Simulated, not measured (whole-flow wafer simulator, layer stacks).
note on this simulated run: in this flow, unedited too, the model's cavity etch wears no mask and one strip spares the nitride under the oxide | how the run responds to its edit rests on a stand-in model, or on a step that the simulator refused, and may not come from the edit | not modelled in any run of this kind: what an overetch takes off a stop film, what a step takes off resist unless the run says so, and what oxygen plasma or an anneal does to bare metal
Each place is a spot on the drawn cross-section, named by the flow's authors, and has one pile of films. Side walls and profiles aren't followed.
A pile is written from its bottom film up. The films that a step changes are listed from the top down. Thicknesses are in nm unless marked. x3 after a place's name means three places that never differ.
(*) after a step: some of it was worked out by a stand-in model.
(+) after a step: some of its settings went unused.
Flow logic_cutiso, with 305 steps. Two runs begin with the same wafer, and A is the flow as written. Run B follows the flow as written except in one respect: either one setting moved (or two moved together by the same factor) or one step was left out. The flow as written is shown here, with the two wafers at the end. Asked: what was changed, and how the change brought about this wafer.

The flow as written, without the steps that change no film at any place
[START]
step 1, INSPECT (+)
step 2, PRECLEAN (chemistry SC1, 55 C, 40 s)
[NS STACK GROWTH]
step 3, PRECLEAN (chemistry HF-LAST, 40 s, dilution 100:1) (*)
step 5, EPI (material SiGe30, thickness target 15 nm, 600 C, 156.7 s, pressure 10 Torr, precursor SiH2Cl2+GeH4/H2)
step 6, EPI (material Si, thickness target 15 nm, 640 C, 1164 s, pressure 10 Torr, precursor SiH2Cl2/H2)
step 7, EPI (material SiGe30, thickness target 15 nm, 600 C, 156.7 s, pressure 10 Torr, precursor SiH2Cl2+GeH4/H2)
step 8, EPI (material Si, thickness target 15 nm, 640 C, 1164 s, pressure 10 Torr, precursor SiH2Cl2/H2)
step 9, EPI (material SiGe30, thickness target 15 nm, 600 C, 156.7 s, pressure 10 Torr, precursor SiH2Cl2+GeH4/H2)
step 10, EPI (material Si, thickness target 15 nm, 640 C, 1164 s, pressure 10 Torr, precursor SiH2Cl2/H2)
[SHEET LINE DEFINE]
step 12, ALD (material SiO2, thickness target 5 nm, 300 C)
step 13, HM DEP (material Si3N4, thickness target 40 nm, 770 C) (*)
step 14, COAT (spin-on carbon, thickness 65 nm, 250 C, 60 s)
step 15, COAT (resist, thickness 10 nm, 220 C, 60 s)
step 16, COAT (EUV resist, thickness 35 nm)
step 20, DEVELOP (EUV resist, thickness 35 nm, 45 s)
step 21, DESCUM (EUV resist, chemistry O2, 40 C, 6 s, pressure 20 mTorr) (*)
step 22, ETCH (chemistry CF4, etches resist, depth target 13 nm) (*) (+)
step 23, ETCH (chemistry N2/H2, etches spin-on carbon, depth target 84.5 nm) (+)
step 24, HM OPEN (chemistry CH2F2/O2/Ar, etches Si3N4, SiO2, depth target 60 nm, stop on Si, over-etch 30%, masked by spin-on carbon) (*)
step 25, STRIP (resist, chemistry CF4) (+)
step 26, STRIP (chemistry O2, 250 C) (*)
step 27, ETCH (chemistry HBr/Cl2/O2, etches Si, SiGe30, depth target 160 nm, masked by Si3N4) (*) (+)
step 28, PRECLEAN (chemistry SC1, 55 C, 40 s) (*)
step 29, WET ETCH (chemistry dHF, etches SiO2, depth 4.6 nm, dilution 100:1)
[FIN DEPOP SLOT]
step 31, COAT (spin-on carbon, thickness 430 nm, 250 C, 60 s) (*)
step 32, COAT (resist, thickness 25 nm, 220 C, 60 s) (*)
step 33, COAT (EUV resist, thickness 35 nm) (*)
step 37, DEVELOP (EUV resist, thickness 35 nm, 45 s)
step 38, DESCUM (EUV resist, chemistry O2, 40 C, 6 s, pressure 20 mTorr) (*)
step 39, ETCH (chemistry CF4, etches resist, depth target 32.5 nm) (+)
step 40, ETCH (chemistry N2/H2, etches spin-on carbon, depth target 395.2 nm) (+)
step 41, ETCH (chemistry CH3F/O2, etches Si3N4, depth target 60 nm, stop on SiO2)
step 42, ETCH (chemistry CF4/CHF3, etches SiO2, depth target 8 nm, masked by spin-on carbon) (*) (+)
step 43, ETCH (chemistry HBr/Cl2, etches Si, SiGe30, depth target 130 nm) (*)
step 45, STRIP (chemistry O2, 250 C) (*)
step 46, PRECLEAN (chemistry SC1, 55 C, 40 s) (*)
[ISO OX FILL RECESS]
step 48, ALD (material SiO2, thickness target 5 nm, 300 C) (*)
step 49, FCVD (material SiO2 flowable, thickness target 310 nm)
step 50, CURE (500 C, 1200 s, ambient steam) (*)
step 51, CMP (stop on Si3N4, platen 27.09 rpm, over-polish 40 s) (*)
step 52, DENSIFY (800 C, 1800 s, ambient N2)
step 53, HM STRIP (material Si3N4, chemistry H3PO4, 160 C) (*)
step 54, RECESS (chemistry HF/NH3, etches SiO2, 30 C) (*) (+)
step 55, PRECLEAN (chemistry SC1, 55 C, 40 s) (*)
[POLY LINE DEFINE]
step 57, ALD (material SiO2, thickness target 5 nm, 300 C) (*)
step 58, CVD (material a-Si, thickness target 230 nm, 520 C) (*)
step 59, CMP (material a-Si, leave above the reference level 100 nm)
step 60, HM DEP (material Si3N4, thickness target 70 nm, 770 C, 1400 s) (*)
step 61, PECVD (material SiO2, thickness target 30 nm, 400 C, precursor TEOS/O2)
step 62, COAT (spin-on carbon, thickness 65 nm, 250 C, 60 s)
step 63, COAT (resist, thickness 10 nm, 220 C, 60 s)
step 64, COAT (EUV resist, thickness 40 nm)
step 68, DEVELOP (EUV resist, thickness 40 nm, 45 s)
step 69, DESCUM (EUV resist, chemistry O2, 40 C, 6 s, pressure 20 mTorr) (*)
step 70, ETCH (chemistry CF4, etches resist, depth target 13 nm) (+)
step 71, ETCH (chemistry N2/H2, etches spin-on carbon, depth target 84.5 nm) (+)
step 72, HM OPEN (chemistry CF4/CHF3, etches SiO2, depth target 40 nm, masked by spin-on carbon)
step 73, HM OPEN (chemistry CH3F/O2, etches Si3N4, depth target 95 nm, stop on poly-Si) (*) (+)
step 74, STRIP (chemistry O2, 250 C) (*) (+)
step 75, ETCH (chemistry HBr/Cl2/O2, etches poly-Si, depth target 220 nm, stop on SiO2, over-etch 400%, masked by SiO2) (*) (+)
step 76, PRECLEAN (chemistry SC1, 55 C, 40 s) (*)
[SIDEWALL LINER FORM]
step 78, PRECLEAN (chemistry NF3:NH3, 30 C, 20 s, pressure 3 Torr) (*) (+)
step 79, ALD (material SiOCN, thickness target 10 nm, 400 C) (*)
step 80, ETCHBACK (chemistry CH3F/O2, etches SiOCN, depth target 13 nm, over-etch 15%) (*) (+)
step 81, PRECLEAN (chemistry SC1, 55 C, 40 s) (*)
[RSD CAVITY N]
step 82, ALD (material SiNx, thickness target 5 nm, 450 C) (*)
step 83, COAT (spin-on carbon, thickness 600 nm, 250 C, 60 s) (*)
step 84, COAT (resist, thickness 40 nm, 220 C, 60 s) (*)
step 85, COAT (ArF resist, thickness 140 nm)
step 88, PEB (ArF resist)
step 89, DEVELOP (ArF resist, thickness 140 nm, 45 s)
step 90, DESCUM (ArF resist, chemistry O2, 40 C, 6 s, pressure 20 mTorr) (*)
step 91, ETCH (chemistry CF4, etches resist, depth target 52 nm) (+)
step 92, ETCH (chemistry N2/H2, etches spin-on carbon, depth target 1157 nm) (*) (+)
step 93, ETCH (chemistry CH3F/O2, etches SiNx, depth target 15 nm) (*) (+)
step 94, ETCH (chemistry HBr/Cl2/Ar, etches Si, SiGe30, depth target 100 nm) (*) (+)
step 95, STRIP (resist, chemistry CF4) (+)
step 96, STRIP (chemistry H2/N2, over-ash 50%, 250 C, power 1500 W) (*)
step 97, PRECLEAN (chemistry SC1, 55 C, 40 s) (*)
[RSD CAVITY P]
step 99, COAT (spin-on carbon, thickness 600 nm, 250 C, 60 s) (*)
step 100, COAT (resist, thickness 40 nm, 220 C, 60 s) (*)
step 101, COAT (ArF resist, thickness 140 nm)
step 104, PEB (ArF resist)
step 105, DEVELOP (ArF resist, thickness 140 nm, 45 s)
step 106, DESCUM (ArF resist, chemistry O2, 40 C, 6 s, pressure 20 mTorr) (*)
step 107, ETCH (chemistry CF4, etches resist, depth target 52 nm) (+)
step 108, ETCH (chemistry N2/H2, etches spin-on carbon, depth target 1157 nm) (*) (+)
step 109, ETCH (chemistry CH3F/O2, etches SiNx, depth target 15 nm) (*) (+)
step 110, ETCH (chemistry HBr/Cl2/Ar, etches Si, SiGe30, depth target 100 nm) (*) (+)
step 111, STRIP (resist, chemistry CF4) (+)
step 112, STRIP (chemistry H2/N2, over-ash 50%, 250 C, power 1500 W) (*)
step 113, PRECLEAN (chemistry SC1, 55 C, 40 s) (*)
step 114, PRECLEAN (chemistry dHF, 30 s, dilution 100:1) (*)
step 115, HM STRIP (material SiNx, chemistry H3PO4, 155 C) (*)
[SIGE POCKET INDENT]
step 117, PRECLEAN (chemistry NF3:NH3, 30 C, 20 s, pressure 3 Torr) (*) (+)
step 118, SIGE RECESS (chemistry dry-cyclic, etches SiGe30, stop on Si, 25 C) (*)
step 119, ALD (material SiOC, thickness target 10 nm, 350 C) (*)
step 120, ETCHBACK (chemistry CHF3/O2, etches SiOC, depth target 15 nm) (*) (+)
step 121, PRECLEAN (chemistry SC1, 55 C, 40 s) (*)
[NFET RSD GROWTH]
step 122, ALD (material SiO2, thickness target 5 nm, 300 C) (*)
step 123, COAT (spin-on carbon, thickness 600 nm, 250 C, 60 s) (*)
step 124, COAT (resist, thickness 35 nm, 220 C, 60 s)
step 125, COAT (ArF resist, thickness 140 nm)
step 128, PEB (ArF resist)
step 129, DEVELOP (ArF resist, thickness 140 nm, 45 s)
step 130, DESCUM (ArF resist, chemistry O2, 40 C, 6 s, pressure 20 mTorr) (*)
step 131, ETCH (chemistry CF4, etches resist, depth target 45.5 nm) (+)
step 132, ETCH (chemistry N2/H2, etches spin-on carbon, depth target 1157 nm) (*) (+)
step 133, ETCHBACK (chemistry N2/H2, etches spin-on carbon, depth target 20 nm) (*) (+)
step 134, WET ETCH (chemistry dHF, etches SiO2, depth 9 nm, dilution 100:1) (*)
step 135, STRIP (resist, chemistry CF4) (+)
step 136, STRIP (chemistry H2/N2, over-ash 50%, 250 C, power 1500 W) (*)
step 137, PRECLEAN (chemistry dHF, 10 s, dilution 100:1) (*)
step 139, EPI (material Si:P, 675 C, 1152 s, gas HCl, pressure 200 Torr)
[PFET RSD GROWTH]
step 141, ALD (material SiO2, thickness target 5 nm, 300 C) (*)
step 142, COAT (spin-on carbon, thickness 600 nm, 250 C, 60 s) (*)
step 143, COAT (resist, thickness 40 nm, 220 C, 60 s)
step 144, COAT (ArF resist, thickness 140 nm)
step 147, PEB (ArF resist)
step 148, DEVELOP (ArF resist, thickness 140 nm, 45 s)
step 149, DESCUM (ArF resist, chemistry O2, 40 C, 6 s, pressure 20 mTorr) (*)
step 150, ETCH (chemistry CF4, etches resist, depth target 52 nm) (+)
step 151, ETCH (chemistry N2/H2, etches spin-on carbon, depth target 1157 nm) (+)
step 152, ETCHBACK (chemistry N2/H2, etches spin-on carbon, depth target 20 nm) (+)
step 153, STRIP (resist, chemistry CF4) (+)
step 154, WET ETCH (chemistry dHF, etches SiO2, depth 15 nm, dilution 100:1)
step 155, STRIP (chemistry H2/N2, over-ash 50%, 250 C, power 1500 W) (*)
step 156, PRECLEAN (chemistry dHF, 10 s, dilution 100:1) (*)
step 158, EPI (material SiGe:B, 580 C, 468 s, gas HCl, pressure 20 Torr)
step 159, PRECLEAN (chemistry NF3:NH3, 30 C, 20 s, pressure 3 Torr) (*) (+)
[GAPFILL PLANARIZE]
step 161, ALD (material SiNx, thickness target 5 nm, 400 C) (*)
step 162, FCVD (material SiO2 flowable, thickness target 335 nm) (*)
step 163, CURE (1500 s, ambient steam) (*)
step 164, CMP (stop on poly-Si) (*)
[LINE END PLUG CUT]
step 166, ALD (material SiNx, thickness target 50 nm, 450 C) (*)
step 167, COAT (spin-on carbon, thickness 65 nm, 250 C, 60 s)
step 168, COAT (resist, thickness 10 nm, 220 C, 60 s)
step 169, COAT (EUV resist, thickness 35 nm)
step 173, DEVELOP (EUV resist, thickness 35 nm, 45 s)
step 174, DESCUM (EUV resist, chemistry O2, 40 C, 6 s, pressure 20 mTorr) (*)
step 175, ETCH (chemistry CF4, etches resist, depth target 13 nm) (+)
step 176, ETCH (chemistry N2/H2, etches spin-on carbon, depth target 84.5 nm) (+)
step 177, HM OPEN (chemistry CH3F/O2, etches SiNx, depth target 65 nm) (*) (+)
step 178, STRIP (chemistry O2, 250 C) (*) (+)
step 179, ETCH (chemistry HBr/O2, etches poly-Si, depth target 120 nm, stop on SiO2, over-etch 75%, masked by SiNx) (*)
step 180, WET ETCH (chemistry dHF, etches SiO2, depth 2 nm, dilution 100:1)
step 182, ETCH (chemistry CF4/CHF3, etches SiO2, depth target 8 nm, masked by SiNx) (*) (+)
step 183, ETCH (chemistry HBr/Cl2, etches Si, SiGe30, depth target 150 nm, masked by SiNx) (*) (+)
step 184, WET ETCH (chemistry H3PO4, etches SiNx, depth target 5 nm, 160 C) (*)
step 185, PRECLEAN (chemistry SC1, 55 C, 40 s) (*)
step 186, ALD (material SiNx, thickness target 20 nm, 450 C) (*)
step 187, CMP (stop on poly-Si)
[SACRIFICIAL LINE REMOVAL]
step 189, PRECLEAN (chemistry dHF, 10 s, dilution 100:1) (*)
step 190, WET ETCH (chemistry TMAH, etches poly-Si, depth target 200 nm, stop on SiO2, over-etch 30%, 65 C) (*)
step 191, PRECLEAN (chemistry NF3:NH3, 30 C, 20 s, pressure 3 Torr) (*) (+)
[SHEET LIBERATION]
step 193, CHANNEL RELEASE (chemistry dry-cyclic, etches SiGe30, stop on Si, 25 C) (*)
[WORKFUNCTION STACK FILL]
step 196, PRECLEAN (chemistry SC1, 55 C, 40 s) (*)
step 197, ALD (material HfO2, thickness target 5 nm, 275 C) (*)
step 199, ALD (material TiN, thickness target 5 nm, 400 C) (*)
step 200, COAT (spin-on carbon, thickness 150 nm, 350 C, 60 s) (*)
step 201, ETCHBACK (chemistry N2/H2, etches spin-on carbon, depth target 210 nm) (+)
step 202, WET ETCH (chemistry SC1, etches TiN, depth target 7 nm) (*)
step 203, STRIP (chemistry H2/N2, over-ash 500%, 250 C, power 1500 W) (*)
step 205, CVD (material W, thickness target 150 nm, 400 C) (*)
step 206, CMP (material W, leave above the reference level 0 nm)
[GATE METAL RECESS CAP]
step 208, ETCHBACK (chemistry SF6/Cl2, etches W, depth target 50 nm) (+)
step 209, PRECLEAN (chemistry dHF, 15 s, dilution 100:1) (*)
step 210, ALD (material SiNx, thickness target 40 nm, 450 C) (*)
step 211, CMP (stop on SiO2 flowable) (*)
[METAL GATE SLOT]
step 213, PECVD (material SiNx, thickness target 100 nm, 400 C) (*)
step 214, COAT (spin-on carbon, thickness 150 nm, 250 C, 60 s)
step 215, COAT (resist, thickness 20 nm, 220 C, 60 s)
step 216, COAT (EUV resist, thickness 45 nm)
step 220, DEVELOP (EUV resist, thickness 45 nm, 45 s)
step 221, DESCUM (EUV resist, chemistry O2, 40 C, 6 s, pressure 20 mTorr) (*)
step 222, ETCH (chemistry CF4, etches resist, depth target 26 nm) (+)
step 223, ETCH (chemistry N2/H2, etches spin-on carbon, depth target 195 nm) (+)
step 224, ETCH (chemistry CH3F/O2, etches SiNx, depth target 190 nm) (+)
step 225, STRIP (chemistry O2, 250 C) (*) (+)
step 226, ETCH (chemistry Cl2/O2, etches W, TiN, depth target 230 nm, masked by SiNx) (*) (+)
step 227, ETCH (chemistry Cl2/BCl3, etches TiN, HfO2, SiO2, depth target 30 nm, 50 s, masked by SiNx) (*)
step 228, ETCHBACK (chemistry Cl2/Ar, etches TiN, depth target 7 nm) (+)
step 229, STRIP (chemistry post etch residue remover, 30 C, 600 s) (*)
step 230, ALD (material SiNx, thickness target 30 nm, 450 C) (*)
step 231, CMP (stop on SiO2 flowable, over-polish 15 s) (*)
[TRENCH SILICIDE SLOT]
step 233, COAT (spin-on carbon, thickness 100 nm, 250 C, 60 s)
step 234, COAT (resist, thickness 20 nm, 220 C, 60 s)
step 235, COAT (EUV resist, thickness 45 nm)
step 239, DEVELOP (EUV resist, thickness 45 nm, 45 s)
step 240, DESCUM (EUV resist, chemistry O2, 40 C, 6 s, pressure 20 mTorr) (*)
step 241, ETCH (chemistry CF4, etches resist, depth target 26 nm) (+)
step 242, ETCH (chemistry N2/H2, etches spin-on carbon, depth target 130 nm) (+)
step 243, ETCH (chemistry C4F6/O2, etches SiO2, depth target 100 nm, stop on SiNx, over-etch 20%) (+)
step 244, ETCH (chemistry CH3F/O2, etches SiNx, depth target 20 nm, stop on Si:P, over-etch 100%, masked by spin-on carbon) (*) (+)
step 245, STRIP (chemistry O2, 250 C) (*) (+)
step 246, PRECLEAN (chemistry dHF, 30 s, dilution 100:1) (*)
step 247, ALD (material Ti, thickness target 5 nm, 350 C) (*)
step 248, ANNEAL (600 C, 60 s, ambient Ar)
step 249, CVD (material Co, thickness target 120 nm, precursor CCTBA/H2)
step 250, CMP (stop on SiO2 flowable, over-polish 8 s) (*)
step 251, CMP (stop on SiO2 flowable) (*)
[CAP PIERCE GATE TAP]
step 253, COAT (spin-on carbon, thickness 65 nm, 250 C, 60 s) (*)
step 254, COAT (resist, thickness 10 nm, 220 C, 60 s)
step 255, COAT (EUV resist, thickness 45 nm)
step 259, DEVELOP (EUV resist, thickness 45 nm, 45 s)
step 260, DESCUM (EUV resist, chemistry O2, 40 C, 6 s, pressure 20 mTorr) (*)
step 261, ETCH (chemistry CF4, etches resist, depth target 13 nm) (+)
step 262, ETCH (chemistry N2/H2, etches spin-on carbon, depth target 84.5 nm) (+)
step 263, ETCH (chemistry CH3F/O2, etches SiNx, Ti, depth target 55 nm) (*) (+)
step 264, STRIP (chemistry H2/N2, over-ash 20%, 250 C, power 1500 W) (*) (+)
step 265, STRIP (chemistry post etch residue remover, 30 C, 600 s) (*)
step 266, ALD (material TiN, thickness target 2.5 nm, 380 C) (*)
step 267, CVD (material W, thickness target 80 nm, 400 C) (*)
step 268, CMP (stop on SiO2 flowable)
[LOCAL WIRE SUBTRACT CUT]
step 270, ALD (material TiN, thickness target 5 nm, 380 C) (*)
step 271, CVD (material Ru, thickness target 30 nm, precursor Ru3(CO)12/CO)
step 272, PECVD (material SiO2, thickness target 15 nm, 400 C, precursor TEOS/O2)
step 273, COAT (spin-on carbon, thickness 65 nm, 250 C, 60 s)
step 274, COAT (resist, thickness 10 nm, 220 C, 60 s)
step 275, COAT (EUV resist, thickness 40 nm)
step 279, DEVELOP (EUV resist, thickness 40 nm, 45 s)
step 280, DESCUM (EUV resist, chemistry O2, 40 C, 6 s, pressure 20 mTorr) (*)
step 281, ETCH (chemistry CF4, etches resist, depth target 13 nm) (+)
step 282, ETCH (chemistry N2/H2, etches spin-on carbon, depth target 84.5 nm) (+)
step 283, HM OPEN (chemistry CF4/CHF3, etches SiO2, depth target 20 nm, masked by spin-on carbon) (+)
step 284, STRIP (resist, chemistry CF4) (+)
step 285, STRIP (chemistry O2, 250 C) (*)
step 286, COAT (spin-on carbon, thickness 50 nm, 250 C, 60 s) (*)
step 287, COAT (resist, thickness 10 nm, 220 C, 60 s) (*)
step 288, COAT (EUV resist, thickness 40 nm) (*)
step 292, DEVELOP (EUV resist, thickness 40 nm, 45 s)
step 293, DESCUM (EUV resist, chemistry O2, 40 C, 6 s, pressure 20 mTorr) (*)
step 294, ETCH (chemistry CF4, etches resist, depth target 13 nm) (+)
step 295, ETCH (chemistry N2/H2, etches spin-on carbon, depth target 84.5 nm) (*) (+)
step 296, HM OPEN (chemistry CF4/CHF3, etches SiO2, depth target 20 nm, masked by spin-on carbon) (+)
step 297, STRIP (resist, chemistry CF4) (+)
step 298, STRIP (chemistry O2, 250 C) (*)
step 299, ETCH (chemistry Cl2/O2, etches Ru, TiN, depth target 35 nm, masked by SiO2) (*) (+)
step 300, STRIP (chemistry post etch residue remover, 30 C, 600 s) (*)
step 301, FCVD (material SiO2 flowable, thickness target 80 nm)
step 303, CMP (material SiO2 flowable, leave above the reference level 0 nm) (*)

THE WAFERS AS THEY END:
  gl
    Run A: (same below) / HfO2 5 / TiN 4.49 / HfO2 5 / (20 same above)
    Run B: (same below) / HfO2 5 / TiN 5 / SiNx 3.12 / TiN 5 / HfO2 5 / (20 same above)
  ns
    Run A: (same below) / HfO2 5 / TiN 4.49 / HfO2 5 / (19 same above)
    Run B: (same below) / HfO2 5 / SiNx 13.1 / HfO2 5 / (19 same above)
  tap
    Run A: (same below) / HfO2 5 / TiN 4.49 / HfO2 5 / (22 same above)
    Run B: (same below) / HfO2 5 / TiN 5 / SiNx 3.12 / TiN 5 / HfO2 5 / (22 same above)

The reason: step 5, EPI: 246.8 s was run, while the flow as written has 156.7 s.

The path from the change to this, step by step:
  step 5, EPI (material SiGe30, thickness target 15 nm, 600 C, 156.7 s, pressure 10 Torr, precursor SiH2Cl2+GeH4/H2)
      depop, dpovl, gfld and 19 more: A SiGe30 gains 15 (new film) | B SiGe30 gains 23.6 (new film)
  step 27, ETCH (chemistry HBr/Cl2/O2, etches Si, SiGe30, depth target 160 nm, masked by Si3N4) (*) (+)
      gfld, gxf, iso, lnri: A chemical SiO2 loses 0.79 (all of it), Si loses 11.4 (all of it), SiGe30 loses 15 (all of it), Si loses 15 (all of it), SiGe30 loses 15 (all of it), Si loses 15 (all of it), SiGe30 loses 15 (all of it), Si loses 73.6 | B chemical SiO2 loses 0.79 (all of it), Si loses 11.4 (all of it), SiGe30 loses 15 (all of it), Si loses 15 (all of it), SiGe30 loses 15 (all of it), Si loses 15 (all of it), SiGe30 loses 23.6 (all of it), Si loses 65
      dpovl, nsgap: A chemical SiO2 loses 0.79 (all of it), Si loses 11.8 (all of it), SiGe30 loses 15 (all of it), Si loses 15 (all of it), SiGe30 loses 15 (all of it), Si loses 15 (all of it), SiGe30 loses 15 (all of it), Si loses 73.2 | B chemical SiO2 loses 0.79 (all of it), Si loses 11.8 (all of it), SiGe30 loses 15 (all of it), Si loses 15 (all of it), SiGe30 loses 15 (all of it), Si loses 15 (all of it), SiGe30 loses 23.6 (all of it), Si loses 64.6
      (also at 1 further place)
  step 43, ETCH (chemistry HBr/Cl2, etches Si, SiGe30, depth target 130 nm) (*)
      depop: A Si loses 14 (all of it), SiGe30 loses 15 (all of it), Si loses 15 (all of it), SiGe30 loses 15 (all of it), Si loses 15 (all of it), SiGe30 loses 15 (all of it), Si loses 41 | B Si loses 14 (all of it), SiGe30 loses 15 (all of it), Si loses 15 (all of it), SiGe30 loses 15 (all of it), Si loses 15 (all of it), SiGe30 loses 23.6 (all of it), Si loses 32.3
  step 94, ETCH (chemistry HBr/Cl2/Ar, etches Si, SiGe30, depth target 100 nm) (*) (+)
      rsdn, rsdx: A chemical SiO2 loses 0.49 (all of it), Si loses 12.8 (all of it), SiGe30 loses 15 (all of it), Si loses 15 (all of it), SiGe30 loses 15 (all of it), Si loses 15 (all of it), SiGe30 loses 15 (all of it), Si loses 12.2 | B chemical SiO2 loses 0.49 (all of it), Si loses 12.8 (all of it), SiGe30 loses 15 (all of it), Si loses 15 (all of it), SiGe30 loses 15 (all of it), Si loses 15 (all of it), SiGe30 loses 23.6 (all of it), Si loses 3.53
  step 110, ETCH (chemistry HBr/Cl2/Ar, etches Si, SiGe30, depth target 100 nm) (*) (+)
      rsdp, rsdw: A chemical SiO2 loses 0.49 (all of it), Si loses 12.8 (all of it), SiGe30 loses 15 (all of it), Si loses 15 (all of it), SiGe30 loses 15 (all of it), Si loses 15 (all of it), SiGe30 loses 15 (all of it), Si loses 12.2 | B chemical SiO2 loses 0.49 (all of it), Si loses 12.8 (all of it), SiGe30 loses 15 (all of it), Si loses 15 (all of it), SiGe30 loses 15 (all of it), Si loses 15 (all of it), SiGe30 loses 23.6 (all of it), Si loses 3.53
  step 118, SIGE RECESS (chemistry dry-cyclic, etches SiGe30, stop on Si, 25 C) (*)
      lnr, lnrp, lnrt: A SiOCN loses 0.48, Si loses 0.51, cavity gains 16 (new film), SiGe30 loses 15 (all of it), Si loses 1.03, cavity gains 16 (new film), SiGe30 loses 15 (all of it), Si loses 1.03, cavity gains 16 (new film), SiGe30 loses 15 (all of it), Si loses 0.51 | B SiOCN loses 0.48, Si loses 0.51, cavity gains 16 (new film), SiGe30 loses 15 (all of it), Si loses 1.03, cavity gains 16 (new film), SiGe30 loses 15 (all of it), Si loses 1.03, cavity gains 24.7 (new film), SiGe30 loses 23.6 (all of it), Si loses 0.51
  step 119, ALD (material SiOC, thickness target 10 nm, 350 C) (*)
      lnr, lnrp, lnrt: A SiOC gains 10 (new film), SiOC gains 16 (new film), cavity loses 16 (all of it), SiOC gains 16 (new film), cavity loses 16 (all of it), SiOC gains 16 (new film), cavity loses 16 (all of it) | B SiOC gains 10 (new film), SiOC gains 16 (new film), cavity loses 16 (all of it), SiOC gains 16 (new film), cavity loses 16 (all of it), SiOC gains 24.7 (new film), cavity loses 24.7 (all of it)
  step 183, ETCH (chemistry HBr/Cl2, etches Si, SiGe30, depth target 150 nm, masked by SiNx) (*) (+)
      plug: A Si loses 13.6 (all of it), SiGe30 loses 15 (all of it), Si loses 15 (all of it), SiGe30 loses 15 (all of it), Si loses 15 (all of it), SiGe30 loses 15 (all of it), Si loses 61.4 | B Si loses 13.6 (all of it), SiGe30 loses 15 (all of it), Si loses 15 (all of it), SiGe30 loses 15 (all of it), Si loses 15 (all of it), SiGe30 loses 23.6 (all of it), Si loses 52.8
  step 193, CHANNEL RELEASE (chemistry dry-cyclic, etches SiGe30, stop on Si, 25 C) (*)
      gl, glp, gxn, gxp, ns, tap: A chemical SiO2 gains 0.8 (new film), Si loses 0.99, chemical SiO2 gains 0.8 (new film), cavity gains 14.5 (new film), chemical SiO2 gains 0.8 (new film), SiGe30 loses 15 (all of it), Si loses 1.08, chemical SiO2 gains 0.8 (new film), cavity gains 14.5 (new film), chemical SiO2 gains 0.8 (new film), SiGe30 loses 15 (all of it), Si loses 1.08, chemical SiO2 gains 0.8 (new film), cavity gains 14.5 (new film), chemical SiO2 gains 0.8 (new film), SiGe30 loses 15 (all of it), Si loses 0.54 | B chemical SiO2 gains 0.8 (new film), Si loses 0.99, chemical SiO2 gains 0.8 (new film), cavity gains 14.5 (new film), chemical SiO2 gains 0.8 (new film), SiGe30 loses 15 (all of it), Si loses 1.08, chemical SiO2 gains 0.8 (new film), cavity gains 14.5 (new film), chemical SiO2 gains 0.8 (new film), SiGe30 loses 15 (all of it), Si loses 1.08, chemical SiO2 gains 0.8 (new film), cavity gains 23.1 (new film), chemical SiO2 gains 0.8 (new film), SiGe30 loses 23.6 (all of it), Si loses 0.54
  step 199, ALD (material TiN, thickness target 5 nm, 400 C) (*)
      gl, glp, tap: A TiN gains 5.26 (new film), TiN gains 4.49 (new film), cavity loses 4.49 (all of it), TiN gains 4.49 (new film), cavity loses 4.49 (all of it), TiN gains 4.49 (new film), cavity loses 4.49 (all of it) | B TiN gains 5.26 (new film), TiN gains 4.49 (new film), cavity loses 4.49 (all of it), TiN gains 4.49 (new film), cavity loses 4.49 (all of it), TiN gains 5 (new film), cavity loses 10, TiN gains 5 (new film)
      gxn, gxp, ns: A TiN gains 5 (new film), TiN gains 4.49 (new film), cavity loses 4.49 (all of it), TiN gains 4.49 (new film), cavity loses 4.49 (all of it), TiN gains 4.49 (new film), cavity loses 4.49 (all of it) | B TiN gains 5 (new film), TiN gains 4.49 (new film), cavity loses 4.49 (all of it), TiN gains 4.49 (new film), cavity loses 4.49 (all of it), TiN gains 5 (new film), cavity loses 10, TiN gains 5 (new film)
  step 202, WET ETCH (chemistry SC1, etches TiN, depth target 7 nm) (*)
      ns: A TiN loses 5 (all of it) | B TiN loses 5 (all of it), TiN loses 5 (all of it), cavity gains 10, TiN loses 5 (all of it)
  step 210, ALD (material SiNx, thickness target 40 nm, 450 C) (*)
      gl, glp, gxn, gxp, tap: A SiNx gains 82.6 (new film) | B SiNx gains 82.6 (new film), SiNx gains 3.12 (new film), cavity loses 3.12 (all of it)
      ns: A SiNx gains 40 (new film) | B SiNx gains 40 (new film), SiNx gains 13.1 (new film), cavity loses 13.1 (all of it)
If metal films that touch count as one body, gl has 5 bodies (between them, from the top down: HfO2 5 / chemical SiO2 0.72 / Si 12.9 / chemical SiO2 0.8 / HfO2 5; HfO2 5 / chemical SiO2 0.8 / Si 13.9 / chemical SiO2 0.8 / HfO2 5; HfO2 5 / chemical SiO2 0.8 / Si 13.9 / chemical SiO2 0.8 / HfO2 5; SiNx 3.12); the flow as written gives 4 bodies (between them, from the top down: HfO2 5 / chemical SiO2 0.72 / Si 12.9 / chemical SiO2 0.8 / HfO2 5; HfO2 5 / chemical SiO2 0.8 / Si 13.9 / chemical SiO2 0.8 / HfO2 5; HfO2 5 / chemical SiO2 0.8 / Si 13.9 / chemical SiO2 0.8 / HfO2 5).
If metal films that touch count as one body, ns has 3 bodies (between them, from the top down: HfO2 5 / chemical SiO2 0.72 / Si 12.9 / chemical SiO2 0.8 / HfO2 5; HfO2 5 / chemical SiO2 0.8 / Si 13.9 / chemical SiO2 0.8 / HfO2 5); the flow as written gives 4 bodies (between them, from the top down: HfO2 5 / chemical SiO2 0.72 / Si 12.9 / chemical SiO2 0.8 / HfO2 5; HfO2 5 / chemical SiO2 0.8 / Si 13.9 / chemical SiO2 0.8 / HfO2 5; HfO2 5 / chemical SiO2 0.8 / Si 13.9 / chemical SiO2 0.8 / HfO2 5).
If metal films that touch count as one body, tap has 5 bodies (between them, from the top down: HfO2 5 / chemical SiO2 0.72 / Si 12.9 / chemical SiO2 0.8 / HfO2 5; HfO2 5 / chemical SiO2 0.8 / Si 13.9 / chemical SiO2 0.8 / HfO2 5; HfO2 5 / chemical SiO2 0.8 / Si 13.9 / chemical SiO2 0.8 / HfO2 5; SiNx 3.12); the flow as written gives 4 bodies (between them, from the top down: HfO2 5 / chemical SiO2 0.72 / Si 12.9 / chemical SiO2 0.8 / HfO2 5; HfO2 5 / chemical SiO2 0.8 / Si 13.9 / chemical SiO2 0.8 / HfO2 5; HfO2 5 / chemical SiO2 0.8 / Si 13.9 / chemical SiO2 0.8 / HfO2 5).
